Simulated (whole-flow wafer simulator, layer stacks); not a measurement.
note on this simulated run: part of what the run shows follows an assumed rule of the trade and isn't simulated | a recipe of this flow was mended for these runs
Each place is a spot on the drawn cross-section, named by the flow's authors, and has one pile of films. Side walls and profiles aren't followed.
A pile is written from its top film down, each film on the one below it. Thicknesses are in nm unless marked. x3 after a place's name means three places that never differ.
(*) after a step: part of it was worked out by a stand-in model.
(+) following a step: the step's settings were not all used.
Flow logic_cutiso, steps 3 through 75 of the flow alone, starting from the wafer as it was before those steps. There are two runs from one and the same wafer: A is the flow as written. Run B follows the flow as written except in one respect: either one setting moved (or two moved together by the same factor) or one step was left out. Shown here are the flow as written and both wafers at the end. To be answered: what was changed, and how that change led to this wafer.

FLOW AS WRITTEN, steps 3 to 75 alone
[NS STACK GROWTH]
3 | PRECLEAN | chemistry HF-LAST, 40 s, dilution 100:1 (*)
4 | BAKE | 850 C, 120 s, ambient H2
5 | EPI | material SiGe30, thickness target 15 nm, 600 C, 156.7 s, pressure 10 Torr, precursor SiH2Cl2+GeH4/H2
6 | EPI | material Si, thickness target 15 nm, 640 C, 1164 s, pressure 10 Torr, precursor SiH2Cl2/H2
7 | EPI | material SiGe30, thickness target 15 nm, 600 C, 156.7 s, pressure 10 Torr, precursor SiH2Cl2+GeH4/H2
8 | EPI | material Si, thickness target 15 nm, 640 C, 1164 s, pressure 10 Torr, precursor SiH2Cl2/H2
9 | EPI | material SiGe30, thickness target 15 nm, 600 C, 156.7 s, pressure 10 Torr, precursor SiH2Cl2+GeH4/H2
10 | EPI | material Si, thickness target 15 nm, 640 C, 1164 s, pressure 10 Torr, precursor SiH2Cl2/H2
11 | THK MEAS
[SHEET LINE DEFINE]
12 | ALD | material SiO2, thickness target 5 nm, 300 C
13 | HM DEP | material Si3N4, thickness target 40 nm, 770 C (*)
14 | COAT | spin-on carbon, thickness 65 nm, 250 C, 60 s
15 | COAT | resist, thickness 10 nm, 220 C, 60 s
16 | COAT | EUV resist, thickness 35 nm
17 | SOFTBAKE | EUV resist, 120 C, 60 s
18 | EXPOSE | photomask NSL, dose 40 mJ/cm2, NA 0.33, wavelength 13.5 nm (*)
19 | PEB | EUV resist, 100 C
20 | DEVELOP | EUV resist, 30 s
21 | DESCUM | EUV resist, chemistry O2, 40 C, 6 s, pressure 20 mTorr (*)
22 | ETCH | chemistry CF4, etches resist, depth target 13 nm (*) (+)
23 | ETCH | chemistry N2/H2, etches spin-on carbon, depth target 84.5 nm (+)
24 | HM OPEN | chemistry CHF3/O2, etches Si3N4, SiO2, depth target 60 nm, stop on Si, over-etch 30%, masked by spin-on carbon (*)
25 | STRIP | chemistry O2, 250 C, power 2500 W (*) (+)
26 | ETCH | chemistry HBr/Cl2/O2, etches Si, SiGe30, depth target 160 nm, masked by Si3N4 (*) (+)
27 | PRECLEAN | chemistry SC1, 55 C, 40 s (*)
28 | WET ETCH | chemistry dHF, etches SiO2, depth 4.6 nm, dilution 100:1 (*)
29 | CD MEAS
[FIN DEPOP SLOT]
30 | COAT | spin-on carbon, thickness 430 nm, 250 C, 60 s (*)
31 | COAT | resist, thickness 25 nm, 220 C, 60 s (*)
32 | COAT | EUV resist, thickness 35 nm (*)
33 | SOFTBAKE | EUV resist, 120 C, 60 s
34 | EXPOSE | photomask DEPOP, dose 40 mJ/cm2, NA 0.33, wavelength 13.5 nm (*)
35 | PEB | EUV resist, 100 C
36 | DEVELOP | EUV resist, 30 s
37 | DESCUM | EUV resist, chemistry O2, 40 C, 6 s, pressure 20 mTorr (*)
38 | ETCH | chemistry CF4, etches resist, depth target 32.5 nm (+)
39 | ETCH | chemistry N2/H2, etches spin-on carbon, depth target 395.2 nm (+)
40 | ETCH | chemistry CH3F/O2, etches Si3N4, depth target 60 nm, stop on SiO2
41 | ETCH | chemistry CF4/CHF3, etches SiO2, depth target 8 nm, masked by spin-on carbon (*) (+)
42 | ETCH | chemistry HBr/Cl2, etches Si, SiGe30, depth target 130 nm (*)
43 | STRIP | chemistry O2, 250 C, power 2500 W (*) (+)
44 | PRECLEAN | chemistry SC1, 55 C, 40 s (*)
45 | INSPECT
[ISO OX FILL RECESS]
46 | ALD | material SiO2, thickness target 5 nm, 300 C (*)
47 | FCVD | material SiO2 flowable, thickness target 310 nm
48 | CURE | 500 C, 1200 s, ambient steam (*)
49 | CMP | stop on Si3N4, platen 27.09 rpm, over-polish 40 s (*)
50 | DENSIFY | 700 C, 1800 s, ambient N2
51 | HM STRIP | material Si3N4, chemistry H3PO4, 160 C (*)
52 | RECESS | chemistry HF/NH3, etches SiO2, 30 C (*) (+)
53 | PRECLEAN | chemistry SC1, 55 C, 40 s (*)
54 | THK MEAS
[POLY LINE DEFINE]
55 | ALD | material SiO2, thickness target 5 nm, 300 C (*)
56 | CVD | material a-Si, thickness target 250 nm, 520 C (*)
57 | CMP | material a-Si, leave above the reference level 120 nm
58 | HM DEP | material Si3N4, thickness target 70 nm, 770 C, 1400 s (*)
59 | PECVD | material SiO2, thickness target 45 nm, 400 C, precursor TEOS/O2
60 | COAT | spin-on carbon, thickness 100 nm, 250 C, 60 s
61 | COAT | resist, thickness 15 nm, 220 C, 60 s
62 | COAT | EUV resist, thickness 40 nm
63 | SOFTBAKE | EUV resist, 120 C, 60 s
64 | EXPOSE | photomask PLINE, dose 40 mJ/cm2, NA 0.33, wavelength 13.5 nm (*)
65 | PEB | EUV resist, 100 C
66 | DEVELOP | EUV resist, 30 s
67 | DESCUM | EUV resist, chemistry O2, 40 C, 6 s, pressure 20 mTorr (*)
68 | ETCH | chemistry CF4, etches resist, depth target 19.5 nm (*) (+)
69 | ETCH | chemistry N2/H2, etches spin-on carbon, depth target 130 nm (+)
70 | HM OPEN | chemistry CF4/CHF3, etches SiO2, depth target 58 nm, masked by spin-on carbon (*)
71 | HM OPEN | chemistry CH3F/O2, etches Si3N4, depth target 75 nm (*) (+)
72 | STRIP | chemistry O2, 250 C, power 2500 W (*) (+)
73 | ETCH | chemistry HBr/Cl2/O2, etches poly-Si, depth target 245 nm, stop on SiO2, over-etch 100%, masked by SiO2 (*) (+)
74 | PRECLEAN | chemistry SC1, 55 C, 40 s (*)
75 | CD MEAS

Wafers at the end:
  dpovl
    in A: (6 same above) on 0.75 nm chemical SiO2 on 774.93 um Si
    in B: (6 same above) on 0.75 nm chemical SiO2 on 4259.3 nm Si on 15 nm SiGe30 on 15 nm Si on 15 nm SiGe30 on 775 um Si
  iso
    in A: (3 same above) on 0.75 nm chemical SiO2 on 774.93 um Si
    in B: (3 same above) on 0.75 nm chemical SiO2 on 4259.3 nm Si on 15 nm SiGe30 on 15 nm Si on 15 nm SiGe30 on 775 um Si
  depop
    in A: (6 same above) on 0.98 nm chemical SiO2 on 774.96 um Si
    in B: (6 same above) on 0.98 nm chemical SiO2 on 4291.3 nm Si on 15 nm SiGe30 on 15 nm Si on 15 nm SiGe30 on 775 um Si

Cause: step 8, EPI: 928 C was run, whereas the flow has 640 C.

Step by step, how the change led to this:
  8 | EPI | material Si, thickness target 15 nm, 640 C, 1164 s, pressure 10 Torr, precursor SiH2Cl2/H2
      depop, dpovl, gfld and 19 more: A +15 Si (new film) | B +4393 Si (new film)
  26 | ETCH | chemistry HBr/Cl2/O2, etches Si, SiGe30, depth target 160 nm, masked by Si3N4 (*) (+)
      dpovl, gfld, gxf, iso, isow, lnri, nsgap: A -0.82 chemical SiO2 (all of it), -12 Si (all of it), -15 SiGe30 (all of it), -15 Si (all of it), -15 SiGe30 (all of it), -15 Si (all of it), -15 SiGe30 (all of it), -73 Si | B -0.82 chemical SiO2 (all of it), -12 Si (all of it), -15 SiGe30 (all of it), -133 Si
  42 | ETCH | chemistry HBr/Cl2, etches Si, SiGe30, depth target 130 nm (*)
      depop: A -13.8 Si (all of it), -15 SiGe30 (all of it), -15 Si (all of it), -15 SiGe30 (all of it), -15 Si (all of it), -15 SiGe30 (all of it), -41.2 Si | B -13.8 Si (all of it), -15 SiGe30 (all of it), -101.2 Si
